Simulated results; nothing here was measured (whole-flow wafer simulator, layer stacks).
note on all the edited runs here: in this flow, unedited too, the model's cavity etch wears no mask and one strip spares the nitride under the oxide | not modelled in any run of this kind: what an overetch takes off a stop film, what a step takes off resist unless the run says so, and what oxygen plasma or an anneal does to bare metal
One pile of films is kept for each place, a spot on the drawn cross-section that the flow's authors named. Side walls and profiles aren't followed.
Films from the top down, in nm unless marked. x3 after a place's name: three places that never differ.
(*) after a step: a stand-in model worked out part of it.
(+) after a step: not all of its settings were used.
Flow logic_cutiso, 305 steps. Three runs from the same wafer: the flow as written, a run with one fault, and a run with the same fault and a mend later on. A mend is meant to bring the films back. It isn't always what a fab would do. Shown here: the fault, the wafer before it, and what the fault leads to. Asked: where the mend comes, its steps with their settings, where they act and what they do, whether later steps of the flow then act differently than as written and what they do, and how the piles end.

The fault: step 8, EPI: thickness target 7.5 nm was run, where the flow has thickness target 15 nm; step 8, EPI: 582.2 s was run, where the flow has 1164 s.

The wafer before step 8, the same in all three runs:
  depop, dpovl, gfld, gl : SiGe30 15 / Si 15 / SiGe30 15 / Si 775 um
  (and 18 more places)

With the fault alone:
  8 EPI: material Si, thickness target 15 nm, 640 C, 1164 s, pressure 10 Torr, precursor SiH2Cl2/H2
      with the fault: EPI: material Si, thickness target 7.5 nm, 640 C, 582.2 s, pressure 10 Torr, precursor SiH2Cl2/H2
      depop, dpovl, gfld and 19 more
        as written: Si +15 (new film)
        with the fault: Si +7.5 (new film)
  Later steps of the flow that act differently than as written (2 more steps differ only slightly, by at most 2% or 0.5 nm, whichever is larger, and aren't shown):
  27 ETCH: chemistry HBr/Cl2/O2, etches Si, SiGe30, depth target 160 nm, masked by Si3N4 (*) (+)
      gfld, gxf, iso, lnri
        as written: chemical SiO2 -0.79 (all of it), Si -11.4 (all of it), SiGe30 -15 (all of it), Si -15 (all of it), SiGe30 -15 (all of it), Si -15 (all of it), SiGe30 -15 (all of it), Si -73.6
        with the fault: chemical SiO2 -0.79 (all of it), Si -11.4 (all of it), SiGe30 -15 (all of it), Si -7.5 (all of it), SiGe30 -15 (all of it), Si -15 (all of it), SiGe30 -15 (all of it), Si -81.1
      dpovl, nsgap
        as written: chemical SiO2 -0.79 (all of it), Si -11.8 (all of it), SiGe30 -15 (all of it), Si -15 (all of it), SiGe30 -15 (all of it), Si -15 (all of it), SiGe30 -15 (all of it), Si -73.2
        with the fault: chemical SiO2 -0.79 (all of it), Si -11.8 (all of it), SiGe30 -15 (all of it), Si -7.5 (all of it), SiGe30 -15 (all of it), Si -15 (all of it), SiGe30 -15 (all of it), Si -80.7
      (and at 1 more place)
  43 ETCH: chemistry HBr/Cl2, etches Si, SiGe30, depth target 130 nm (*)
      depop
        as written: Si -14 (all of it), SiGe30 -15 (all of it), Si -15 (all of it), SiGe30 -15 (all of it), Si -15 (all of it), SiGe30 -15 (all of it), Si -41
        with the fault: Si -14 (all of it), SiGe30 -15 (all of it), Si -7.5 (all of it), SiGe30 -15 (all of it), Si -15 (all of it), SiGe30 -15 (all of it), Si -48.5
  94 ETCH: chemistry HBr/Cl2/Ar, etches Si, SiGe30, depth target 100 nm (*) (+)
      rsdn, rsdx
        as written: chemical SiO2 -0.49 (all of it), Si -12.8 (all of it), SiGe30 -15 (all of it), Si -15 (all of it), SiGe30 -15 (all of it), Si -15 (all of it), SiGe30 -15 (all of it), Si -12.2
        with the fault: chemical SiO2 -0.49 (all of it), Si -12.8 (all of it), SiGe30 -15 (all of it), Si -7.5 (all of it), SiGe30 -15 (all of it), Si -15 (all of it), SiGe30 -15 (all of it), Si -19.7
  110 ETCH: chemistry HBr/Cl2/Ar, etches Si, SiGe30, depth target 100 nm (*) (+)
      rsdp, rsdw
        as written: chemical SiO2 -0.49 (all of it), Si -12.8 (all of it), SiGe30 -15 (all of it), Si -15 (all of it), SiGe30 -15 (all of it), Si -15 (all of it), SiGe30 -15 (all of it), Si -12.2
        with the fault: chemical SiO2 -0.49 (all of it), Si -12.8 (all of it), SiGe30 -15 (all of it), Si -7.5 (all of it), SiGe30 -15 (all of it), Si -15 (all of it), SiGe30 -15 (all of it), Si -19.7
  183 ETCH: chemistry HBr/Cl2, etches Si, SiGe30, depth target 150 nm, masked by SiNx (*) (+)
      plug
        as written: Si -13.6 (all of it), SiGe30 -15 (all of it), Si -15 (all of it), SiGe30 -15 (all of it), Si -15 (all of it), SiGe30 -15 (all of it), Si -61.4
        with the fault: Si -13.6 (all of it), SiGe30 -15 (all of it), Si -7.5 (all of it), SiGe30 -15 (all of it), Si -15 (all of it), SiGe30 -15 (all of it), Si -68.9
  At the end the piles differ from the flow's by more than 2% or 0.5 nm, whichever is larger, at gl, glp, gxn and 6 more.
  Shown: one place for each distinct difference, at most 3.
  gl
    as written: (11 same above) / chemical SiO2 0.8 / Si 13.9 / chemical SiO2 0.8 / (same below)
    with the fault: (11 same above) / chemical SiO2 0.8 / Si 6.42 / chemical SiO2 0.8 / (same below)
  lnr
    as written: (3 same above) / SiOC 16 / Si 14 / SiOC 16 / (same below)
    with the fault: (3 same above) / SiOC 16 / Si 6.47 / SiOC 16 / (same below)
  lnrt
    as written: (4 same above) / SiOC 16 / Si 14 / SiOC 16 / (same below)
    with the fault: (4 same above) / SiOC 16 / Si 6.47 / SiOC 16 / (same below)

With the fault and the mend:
  The mend comes after step 8.
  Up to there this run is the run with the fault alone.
  8a EPI: material Si, thickness target 7.5 nm, 640 C, 582.2 s, pressure 10 Torr, precursor SiH2Cl2/H2 (the flow's step 8 once more, with other settings)
      depop, dpovl, gfld and 19 more
        Si +7.5
  No later step of the flow acts differently than as written at any place that is followed.
  At the end the piles are the same as the flow's at every place that both follow.
